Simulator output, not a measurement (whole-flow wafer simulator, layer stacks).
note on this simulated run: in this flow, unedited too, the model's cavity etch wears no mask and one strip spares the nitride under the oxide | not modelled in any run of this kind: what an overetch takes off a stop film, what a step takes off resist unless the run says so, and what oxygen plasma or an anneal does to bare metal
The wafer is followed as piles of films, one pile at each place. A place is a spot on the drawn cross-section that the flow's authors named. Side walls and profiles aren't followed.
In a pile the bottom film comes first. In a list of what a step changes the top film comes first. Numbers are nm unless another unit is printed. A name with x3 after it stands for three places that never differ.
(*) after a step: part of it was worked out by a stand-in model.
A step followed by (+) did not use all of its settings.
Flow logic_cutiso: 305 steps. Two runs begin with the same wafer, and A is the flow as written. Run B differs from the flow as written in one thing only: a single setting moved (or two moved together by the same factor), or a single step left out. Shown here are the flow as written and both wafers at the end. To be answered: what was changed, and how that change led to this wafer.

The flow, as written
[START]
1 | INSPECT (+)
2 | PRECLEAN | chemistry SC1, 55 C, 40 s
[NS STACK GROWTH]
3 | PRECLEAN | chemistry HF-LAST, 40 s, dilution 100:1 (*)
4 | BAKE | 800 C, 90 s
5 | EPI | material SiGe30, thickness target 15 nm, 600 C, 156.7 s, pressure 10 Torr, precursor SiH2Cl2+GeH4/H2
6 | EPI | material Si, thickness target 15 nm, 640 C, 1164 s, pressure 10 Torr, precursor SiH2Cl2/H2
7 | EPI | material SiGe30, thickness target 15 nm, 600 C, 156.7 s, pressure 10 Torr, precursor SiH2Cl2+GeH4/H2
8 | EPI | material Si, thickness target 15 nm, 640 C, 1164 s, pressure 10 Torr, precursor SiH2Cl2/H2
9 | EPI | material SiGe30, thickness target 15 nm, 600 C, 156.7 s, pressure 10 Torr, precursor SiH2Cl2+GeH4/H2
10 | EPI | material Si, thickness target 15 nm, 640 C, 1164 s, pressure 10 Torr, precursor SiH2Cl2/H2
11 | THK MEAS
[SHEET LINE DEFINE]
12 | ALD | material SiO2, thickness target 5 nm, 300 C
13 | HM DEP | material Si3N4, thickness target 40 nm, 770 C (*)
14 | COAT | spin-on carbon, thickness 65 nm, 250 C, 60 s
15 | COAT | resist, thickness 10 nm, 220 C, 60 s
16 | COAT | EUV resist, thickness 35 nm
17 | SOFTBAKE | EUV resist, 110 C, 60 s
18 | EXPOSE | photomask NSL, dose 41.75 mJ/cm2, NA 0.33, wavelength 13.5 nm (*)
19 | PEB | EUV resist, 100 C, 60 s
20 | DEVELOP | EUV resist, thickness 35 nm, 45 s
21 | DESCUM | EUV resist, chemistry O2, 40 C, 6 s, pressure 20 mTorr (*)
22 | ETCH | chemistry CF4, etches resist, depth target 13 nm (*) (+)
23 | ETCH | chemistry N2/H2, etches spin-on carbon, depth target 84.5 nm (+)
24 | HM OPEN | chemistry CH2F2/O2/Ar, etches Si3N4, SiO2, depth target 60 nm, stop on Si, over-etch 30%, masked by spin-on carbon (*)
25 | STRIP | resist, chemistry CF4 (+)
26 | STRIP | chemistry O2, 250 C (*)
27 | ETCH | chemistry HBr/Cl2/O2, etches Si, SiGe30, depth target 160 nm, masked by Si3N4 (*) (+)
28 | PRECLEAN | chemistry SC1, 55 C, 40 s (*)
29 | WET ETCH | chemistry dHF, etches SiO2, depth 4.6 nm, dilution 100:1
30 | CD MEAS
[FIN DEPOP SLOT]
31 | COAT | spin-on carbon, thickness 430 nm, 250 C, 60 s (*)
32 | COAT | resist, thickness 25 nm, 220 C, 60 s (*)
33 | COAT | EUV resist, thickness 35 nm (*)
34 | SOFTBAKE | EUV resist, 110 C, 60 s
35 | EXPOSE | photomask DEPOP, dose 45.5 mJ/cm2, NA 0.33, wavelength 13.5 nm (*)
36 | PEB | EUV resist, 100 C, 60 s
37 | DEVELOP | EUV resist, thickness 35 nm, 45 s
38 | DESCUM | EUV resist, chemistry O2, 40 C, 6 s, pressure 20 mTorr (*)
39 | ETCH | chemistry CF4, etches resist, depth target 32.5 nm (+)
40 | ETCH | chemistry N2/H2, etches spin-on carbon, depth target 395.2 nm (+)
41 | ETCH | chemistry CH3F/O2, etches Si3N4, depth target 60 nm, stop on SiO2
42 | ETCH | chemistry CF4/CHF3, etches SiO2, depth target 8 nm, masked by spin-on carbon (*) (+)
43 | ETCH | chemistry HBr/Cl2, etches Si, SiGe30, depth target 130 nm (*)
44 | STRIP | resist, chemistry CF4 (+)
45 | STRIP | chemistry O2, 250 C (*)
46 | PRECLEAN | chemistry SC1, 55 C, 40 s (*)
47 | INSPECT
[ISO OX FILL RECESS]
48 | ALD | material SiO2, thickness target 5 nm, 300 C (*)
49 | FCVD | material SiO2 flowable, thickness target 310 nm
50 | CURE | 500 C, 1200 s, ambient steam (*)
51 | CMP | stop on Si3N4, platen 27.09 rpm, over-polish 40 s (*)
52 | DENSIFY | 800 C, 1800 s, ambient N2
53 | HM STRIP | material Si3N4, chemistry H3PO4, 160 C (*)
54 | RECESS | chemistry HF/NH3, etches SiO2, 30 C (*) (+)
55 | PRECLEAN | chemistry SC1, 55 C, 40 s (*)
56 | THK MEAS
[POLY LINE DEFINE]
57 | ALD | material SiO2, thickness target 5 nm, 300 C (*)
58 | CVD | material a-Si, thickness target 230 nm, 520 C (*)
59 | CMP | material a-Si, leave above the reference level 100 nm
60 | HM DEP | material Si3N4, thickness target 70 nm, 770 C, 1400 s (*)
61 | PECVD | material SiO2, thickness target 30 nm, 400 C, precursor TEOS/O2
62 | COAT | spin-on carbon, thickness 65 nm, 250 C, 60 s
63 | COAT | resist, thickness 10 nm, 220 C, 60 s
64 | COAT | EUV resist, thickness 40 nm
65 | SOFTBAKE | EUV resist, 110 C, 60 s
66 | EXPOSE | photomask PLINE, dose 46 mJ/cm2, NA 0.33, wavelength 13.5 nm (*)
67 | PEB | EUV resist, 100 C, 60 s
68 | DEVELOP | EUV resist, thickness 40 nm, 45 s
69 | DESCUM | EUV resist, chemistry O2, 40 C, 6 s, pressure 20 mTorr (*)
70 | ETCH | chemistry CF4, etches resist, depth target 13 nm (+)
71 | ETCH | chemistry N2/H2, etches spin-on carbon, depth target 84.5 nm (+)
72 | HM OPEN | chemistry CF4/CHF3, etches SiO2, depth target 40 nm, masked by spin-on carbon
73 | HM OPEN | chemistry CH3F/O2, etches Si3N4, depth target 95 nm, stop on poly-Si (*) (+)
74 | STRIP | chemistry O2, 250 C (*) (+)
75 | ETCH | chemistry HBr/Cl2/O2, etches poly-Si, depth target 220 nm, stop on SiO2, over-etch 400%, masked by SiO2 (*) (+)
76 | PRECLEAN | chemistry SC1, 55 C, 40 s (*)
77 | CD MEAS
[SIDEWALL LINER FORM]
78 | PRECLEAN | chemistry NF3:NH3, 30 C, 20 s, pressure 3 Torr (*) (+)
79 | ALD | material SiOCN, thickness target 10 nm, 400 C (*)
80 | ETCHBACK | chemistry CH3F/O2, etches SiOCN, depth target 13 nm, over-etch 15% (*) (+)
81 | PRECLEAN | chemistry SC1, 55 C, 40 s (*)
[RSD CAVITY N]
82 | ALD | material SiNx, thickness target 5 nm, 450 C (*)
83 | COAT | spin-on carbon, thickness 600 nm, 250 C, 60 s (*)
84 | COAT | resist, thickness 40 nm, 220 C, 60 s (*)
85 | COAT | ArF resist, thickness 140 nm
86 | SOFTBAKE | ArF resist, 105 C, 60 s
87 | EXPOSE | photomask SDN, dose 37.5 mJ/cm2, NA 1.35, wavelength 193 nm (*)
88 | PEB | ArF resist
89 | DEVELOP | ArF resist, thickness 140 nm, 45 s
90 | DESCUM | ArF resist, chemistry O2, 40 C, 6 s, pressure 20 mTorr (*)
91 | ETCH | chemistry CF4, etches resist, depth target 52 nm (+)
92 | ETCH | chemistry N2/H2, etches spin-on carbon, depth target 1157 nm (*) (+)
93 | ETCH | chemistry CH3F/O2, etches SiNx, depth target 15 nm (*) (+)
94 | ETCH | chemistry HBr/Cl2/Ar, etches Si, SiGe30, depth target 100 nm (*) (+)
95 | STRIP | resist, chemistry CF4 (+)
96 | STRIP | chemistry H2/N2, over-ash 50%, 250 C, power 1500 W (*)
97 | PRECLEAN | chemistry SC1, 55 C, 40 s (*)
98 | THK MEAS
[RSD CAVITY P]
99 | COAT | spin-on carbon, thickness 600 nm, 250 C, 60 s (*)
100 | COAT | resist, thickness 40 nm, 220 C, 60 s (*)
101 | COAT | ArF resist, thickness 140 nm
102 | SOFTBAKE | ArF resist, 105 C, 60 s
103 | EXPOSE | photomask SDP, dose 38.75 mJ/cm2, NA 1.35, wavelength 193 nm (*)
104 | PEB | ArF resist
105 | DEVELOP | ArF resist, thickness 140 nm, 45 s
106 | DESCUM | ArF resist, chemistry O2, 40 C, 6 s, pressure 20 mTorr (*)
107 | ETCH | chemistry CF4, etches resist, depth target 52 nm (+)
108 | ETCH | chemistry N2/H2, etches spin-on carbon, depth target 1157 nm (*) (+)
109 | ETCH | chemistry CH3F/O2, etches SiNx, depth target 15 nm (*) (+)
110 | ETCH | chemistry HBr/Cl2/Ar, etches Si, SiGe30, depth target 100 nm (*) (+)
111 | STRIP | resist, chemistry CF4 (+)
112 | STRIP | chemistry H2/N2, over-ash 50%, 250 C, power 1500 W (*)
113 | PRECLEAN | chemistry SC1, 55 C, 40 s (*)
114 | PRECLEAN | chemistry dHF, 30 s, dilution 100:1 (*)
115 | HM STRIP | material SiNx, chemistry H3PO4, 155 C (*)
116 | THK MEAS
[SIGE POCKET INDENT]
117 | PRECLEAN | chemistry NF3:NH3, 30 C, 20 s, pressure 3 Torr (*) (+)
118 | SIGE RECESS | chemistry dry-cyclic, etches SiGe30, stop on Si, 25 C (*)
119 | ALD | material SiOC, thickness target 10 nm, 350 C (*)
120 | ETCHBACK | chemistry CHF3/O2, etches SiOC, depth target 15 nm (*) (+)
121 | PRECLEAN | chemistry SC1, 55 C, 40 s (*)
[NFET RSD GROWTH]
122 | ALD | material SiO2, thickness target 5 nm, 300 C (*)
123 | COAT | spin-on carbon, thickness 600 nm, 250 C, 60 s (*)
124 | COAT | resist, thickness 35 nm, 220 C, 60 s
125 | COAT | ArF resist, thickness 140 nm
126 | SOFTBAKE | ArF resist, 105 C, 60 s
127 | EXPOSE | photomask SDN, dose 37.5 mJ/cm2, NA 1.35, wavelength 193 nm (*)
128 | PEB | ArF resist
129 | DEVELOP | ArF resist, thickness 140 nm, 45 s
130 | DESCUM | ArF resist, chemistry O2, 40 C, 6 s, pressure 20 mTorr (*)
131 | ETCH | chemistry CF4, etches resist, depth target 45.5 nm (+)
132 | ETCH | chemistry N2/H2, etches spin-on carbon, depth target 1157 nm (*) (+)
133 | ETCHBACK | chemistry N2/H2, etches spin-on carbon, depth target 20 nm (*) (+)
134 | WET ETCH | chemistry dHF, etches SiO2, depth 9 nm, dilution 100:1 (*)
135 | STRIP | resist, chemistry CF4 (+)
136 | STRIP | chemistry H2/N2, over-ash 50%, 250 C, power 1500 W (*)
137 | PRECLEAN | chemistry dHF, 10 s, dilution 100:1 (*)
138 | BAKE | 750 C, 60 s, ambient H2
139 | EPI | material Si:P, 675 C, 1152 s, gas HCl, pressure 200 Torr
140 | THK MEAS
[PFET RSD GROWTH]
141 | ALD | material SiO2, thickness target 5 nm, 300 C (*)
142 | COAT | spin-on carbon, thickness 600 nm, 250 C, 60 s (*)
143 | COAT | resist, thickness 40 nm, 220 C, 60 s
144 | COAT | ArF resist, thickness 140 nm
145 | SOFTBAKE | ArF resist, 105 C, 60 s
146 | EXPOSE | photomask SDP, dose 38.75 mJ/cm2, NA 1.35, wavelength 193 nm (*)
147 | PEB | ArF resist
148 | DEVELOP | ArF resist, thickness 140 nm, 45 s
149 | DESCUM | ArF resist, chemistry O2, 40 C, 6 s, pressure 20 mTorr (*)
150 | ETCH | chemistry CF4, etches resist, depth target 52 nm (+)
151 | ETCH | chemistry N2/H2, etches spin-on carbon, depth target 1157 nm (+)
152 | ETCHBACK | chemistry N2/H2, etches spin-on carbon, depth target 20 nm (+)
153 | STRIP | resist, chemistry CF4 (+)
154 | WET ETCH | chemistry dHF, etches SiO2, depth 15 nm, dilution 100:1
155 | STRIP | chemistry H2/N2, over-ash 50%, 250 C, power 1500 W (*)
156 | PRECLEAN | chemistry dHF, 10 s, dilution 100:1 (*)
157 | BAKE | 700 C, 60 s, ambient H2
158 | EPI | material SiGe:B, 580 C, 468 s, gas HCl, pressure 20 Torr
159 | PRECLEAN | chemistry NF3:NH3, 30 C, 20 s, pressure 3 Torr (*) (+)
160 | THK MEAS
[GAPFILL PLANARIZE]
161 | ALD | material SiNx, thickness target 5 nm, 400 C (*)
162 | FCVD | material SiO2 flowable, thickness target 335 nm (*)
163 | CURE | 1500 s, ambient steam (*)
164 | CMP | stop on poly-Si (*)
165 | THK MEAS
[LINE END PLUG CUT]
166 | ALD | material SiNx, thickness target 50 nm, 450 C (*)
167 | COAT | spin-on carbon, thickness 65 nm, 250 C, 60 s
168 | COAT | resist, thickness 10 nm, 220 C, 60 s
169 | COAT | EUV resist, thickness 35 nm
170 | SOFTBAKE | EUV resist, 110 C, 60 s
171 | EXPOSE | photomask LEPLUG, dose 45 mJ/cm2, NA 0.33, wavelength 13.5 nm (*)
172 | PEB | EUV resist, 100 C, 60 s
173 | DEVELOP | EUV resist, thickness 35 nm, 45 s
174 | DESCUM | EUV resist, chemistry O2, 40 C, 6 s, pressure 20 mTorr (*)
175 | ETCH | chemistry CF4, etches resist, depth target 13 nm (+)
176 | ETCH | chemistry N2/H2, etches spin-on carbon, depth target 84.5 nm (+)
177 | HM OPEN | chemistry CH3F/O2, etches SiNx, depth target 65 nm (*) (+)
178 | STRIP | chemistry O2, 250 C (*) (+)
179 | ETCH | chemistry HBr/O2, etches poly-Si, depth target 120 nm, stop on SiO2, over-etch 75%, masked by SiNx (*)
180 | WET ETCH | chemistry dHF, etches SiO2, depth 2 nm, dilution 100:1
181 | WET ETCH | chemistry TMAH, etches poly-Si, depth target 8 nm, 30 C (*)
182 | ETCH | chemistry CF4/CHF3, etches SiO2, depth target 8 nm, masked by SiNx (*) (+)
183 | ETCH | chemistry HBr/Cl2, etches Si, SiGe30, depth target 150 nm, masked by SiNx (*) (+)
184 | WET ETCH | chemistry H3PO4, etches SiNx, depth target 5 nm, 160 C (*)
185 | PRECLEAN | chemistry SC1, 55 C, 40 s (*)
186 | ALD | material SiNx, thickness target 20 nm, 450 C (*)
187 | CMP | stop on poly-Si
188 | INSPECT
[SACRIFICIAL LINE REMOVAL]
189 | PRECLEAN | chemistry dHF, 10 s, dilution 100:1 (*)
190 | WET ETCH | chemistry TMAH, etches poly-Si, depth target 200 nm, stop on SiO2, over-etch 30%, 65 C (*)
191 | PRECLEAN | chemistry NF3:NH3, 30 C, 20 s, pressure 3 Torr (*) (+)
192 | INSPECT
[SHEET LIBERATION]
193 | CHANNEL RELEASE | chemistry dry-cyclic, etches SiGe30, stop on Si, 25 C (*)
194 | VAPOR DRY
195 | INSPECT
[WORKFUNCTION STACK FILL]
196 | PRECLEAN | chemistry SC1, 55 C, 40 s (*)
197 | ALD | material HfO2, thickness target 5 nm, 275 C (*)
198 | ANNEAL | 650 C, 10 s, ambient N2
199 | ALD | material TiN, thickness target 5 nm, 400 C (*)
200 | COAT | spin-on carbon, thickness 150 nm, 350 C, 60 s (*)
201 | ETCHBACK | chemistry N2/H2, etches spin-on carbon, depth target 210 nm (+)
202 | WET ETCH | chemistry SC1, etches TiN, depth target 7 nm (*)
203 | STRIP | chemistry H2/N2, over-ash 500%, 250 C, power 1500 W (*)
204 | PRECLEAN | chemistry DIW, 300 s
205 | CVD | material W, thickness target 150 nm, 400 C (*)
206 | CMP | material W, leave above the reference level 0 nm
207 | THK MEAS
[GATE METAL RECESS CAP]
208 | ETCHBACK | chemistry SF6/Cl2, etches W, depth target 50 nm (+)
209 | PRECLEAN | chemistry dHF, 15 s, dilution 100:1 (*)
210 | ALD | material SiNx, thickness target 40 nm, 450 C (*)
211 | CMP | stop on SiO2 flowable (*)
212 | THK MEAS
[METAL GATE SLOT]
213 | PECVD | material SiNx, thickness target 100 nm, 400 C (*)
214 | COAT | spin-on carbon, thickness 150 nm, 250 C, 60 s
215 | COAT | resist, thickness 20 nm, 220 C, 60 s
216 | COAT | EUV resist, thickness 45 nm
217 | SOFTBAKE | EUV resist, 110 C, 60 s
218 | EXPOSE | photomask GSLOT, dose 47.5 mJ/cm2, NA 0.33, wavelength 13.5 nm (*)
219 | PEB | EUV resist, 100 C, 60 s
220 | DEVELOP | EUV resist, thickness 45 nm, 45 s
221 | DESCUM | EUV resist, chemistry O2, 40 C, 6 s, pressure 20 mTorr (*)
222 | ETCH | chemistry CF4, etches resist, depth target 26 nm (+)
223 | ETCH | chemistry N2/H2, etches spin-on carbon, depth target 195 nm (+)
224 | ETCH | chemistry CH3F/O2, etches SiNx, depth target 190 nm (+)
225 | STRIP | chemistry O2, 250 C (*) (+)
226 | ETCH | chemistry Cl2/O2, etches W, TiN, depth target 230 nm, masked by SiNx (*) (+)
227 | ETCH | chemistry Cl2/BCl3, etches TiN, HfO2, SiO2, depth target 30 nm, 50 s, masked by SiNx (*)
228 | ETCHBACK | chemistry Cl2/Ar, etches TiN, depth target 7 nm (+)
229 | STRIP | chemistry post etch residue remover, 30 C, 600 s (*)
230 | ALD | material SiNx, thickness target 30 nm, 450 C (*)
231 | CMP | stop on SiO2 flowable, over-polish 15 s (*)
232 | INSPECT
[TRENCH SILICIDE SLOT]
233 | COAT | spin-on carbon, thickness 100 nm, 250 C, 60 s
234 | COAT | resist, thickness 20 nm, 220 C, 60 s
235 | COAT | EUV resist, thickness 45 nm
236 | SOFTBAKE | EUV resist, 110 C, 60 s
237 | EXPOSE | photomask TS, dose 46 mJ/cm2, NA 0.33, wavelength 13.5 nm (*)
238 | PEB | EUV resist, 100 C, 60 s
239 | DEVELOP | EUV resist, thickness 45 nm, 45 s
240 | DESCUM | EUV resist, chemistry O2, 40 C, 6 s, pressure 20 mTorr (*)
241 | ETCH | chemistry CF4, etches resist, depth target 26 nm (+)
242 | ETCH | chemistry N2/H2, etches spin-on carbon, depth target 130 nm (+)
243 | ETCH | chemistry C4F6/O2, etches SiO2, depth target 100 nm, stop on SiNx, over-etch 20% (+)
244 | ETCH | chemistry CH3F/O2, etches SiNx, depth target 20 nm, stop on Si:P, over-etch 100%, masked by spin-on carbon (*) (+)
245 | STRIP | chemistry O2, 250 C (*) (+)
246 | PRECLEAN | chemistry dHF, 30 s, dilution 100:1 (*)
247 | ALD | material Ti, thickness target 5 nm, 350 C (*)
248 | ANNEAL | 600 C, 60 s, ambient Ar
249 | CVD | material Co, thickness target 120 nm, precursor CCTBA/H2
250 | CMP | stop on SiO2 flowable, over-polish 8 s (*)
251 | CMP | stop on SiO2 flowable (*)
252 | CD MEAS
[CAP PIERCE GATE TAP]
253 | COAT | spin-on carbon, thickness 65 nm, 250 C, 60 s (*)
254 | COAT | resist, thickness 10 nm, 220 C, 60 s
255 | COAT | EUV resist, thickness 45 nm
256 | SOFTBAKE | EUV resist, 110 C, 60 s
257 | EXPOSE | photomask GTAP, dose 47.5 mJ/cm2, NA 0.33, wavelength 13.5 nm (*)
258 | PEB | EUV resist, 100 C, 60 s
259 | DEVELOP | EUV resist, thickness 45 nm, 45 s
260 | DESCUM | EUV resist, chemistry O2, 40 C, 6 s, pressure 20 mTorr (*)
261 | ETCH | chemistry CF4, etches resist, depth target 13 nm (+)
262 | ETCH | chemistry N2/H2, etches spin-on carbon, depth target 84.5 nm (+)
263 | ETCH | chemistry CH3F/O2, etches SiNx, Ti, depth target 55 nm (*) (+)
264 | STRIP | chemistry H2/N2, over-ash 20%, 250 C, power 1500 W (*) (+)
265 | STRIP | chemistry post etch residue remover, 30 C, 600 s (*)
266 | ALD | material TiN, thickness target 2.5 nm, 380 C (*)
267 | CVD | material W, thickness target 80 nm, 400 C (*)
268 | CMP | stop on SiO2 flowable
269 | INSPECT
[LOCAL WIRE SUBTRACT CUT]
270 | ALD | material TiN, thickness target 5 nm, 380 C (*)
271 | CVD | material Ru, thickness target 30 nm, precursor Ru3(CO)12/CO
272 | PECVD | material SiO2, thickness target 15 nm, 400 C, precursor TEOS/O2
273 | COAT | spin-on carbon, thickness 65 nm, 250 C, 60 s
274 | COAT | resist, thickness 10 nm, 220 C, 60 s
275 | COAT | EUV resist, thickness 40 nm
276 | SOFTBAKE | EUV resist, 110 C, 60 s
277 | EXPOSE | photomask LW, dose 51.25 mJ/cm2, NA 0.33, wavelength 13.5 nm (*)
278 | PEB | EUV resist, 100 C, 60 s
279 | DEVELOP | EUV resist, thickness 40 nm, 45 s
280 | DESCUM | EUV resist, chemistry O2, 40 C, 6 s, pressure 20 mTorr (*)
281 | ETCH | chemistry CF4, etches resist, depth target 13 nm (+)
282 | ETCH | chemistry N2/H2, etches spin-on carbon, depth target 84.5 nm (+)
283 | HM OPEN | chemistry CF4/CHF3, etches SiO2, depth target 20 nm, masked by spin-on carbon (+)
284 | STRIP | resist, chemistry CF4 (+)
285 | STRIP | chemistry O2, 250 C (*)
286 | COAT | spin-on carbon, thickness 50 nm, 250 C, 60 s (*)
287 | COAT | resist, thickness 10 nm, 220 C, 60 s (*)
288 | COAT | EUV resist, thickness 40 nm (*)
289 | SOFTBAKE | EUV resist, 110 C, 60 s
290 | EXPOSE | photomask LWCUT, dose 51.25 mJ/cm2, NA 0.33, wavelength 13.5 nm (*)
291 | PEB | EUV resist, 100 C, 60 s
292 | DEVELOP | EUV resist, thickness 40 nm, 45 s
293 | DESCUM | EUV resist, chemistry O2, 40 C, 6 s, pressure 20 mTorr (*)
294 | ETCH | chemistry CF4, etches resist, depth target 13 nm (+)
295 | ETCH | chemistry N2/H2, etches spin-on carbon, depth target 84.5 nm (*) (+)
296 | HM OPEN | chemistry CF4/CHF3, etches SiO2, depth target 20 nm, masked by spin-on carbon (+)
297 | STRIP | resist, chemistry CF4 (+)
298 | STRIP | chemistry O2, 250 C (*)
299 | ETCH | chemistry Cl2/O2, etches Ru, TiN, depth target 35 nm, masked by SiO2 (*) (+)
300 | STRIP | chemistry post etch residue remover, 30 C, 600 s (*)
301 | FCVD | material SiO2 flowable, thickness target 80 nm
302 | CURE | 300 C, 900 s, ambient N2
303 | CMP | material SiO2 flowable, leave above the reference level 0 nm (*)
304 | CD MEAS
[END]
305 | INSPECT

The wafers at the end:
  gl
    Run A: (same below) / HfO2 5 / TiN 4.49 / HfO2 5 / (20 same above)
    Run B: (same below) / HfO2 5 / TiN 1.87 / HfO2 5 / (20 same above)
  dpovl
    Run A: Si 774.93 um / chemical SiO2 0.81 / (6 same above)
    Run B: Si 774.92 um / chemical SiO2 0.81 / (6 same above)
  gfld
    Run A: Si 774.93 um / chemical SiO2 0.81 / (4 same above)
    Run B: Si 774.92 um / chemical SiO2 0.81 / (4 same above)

What caused this: step 5, EPI: 129.3 s was run, while the flow as written has 156.7 s.

How this came from the change, step by step:
  5 | EPI | material SiGe30, thickness target 15 nm, 600 C, 156.7 s, pressure 10 Torr, precursor SiH2Cl2+GeH4/H2
      depop, dpovl, gfld and 19 more: A SiGe30 gains 15 (new film) | B SiGe30 gains 12.4 (new film)
  27 | ETCH | chemistry HBr/Cl2/O2, etches Si, SiGe30, depth target 160 nm, masked by Si3N4 (*) (+)
      gfld, gxf, iso, lnri: A chemical SiO2 loses 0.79 (all of it), Si loses 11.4 (all of it), SiGe30 loses 15 (all of it), Si loses 15 (all of it), SiGe30 loses 15 (all of it), Si loses 15 (all of it), SiGe30 loses 15 (all of it), Si loses 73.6 | B chemical SiO2 loses 0.79 (all of it), Si loses 11.4 (all of it), SiGe30 loses 15 (all of it), Si loses 15 (all of it), SiGe30 loses 15 (all of it), Si loses 15 (all of it), SiGe30 loses 12.4 (all of it), Si loses 76.3
      dpovl, nsgap: A chemical SiO2 loses 0.79 (all of it), Si loses 11.8 (all of it), SiGe30 loses 15 (all of it), Si loses 15 (all of it), SiGe30 loses 15 (all of it), Si loses 15 (all of it), SiGe30 loses 15 (all of it), Si loses 73.2 | B chemical SiO2 loses 0.79 (all of it), Si loses 11.8 (all of it), SiGe30 loses 15 (all of it), Si loses 15 (all of it), SiGe30 loses 15 (all of it), Si loses 15 (all of it), SiGe30 loses 12.4 (all of it), Si loses 75.9
      (as well as at 1 more place)
  43 | ETCH | chemistry HBr/Cl2, etches Si, SiGe30, depth target 130 nm (*)
      depop: A Si loses 14 (all of it), SiGe30 loses 15 (all of it), Si loses 15 (all of it), SiGe30 loses 15 (all of it), Si loses 15 (all of it), SiGe30 loses 15 (all of it), Si loses 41 | B Si loses 14 (all of it), SiGe30 loses 15 (all of it), Si loses 15 (all of it), SiGe30 loses 15 (all of it), Si loses 15 (all of it), SiGe30 loses 12.4 (all of it), Si loses 43.6
  94 | ETCH | chemistry HBr/Cl2/Ar, etches Si, SiGe30, depth target 100 nm (*) (+)
      rsdn, rsdx: A chemical SiO2 loses 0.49 (all of it), Si loses 12.8 (all of it), SiGe30 loses 15 (all of it), Si loses 15 (all of it), SiGe30 loses 15 (all of it), Si loses 15 (all of it), SiGe30 loses 15 (all of it), Si loses 12.2 | B chemical SiO2 loses 0.49 (all of it), Si loses 12.8 (all of it), SiGe30 loses 15 (all of it), Si loses 15 (all of it), SiGe30 loses 15 (all of it), Si loses 15 (all of it), SiGe30 loses 12.4 (all of it), Si loses 14.8
  110 | ETCH | chemistry HBr/Cl2/Ar, etches Si, SiGe30, depth target 100 nm (*) (+)
      rsdp, rsdw: A chemical SiO2 loses 0.49 (all of it), Si loses 12.8 (all of it), SiGe30 loses 15 (all of it), Si loses 15 (all of it), SiGe30 loses 15 (all of it), Si loses 15 (all of it), SiGe30 loses 15 (all of it), Si loses 12.2 | B chemical SiO2 loses 0.49 (all of it), Si loses 12.8 (all of it), SiGe30 loses 15 (all of it), Si loses 15 (all of it), SiGe30 loses 15 (all of it), Si loses 15 (all of it), SiGe30 loses 12.4 (all of it), Si loses 14.8
  118 | SIGE RECESS | chemistry dry-cyclic, etches SiGe30, stop on Si, 25 C (*)
      lnr, lnrp, lnrt: A SiOCN loses 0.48, Si loses 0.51, cavity gains 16 (new film), SiGe30 loses 15 (all of it), Si loses 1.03, cavity gains 16 (new film), SiGe30 loses 15 (all of it), Si loses 1.03, cavity gains 16 (new film), SiGe30 loses 15 (all of it), Si loses 0.51 | B SiOCN loses 0.48, Si loses 0.51, cavity gains 16 (new film), SiGe30 loses 15 (all of it), Si loses 1.03, cavity gains 16 (new film), SiGe30 loses 15 (all of it), Si loses 1.03, cavity gains 13.4 (new film), SiGe30 loses 12.4 (all of it), Si loses 0.51
  119 | ALD | material SiOC, thickness target 10 nm, 350 C (*)
      lnr, lnrp, lnrt: A SiOC gains 10 (new film), SiOC gains 16 (new film), cavity loses 16 (all of it), SiOC gains 16 (new film), cavity loses 16 (all of it), SiOC gains 16 (new film), cavity loses 16 (all of it) | B SiOC gains 10 (new film), SiOC gains 16 (new film), cavity loses 16 (all of it), SiOC gains 16 (new film), cavity loses 16 (all of it), SiOC gains 13.4 (new film), cavity loses 13.4 (all of it)
  183 | ETCH | chemistry HBr/Cl2, etches Si, SiGe30, depth target 150 nm, masked by SiNx (*) (+)
      plug: A Si loses 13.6 (all of it), SiGe30 loses 15 (all of it), Si loses 15 (all of it), SiGe30 loses 15 (all of it), Si loses 15 (all of it), SiGe30 loses 15 (all of it), Si loses 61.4 | B Si loses 13.6 (all of it), SiGe30 loses 15 (all of it), Si loses 15 (all of it), SiGe30 loses 15 (all of it), Si loses 15 (all of it), SiGe30 loses 12.4 (all of it), Si loses 64.1
  193 | CHANNEL RELEASE | chemistry dry-cyclic, etches SiGe30, stop on Si, 25 C (*)
      gl, glp, gxn, gxp, ns, tap: A chemical SiO2 gains 0.8 (new film), Si loses 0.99, chemical SiO2 gains 0.8 (new film), cavity gains 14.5 (new film), chemical SiO2 gains 0.8 (new film), SiGe30 loses 15 (all of it), Si loses 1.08, chemical SiO2 gains 0.8 (new film), cavity gains 14.5 (new film), chemical SiO2 gains 0.8 (new film), SiGe30 loses 15 (all of it), Si loses 1.08, chemical SiO2 gains 0.8 (new film), cavity gains 14.5 (new film), chemical SiO2 gains 0.8 (new film), SiGe30 loses 15 (all of it), Si loses 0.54 | B chemical SiO2 gains 0.8 (new film), Si loses 0.99, chemical SiO2 gains 0.8 (new film), cavity gains 14.5 (new film), chemical SiO2 gains 0.8 (new film), SiGe30 loses 15 (all of it), Si loses 1.08, chemical SiO2 gains 0.8 (new film), cavity gains 14.5 (new film), chemical SiO2 gains 0.8 (new film), SiGe30 loses 15 (all of it), Si loses 1.08, chemical SiO2 gains 0.8 (new film), cavity gains 11.9 (new film), chemical SiO2 gains 0.8 (new film), SiGe30 loses 12.4 (all of it), Si loses 0.54
  199 | ALD | material TiN, thickness target 5 nm, 400 C (*)
      gl, glp, tap: A TiN gains 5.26 (new film), TiN gains 4.49 (new film), cavity loses 4.49 (all of it), TiN gains 4.49 (new film), cavity loses 4.49 (all of it), TiN gains 4.49 (new film), cavity loses 4.49 (all of it) | B TiN gains 5.26 (new film), TiN gains 4.49 (new film), cavity loses 4.49 (all of it), TiN gains 4.49 (new film), cavity loses 4.49 (all of it), TiN gains 1.87 (new film), cavity loses 1.87 (all of it)
      gxn, gxp, ns: A TiN gains 5 (new film), TiN gains 4.49 (new film), cavity loses 4.49 (all of it), TiN gains 4.49 (new film), cavity loses 4.49 (all of it), TiN gains 4.49 (new film), cavity loses 4.49 (all of it) | B TiN gains 5 (new film), TiN gains 4.49 (new film), cavity loses 4.49 (all of it), TiN gains 4.49 (new film), cavity loses 4.49 (all of it), TiN gains 1.87 (new film), cavity loses 1.87 (all of it)
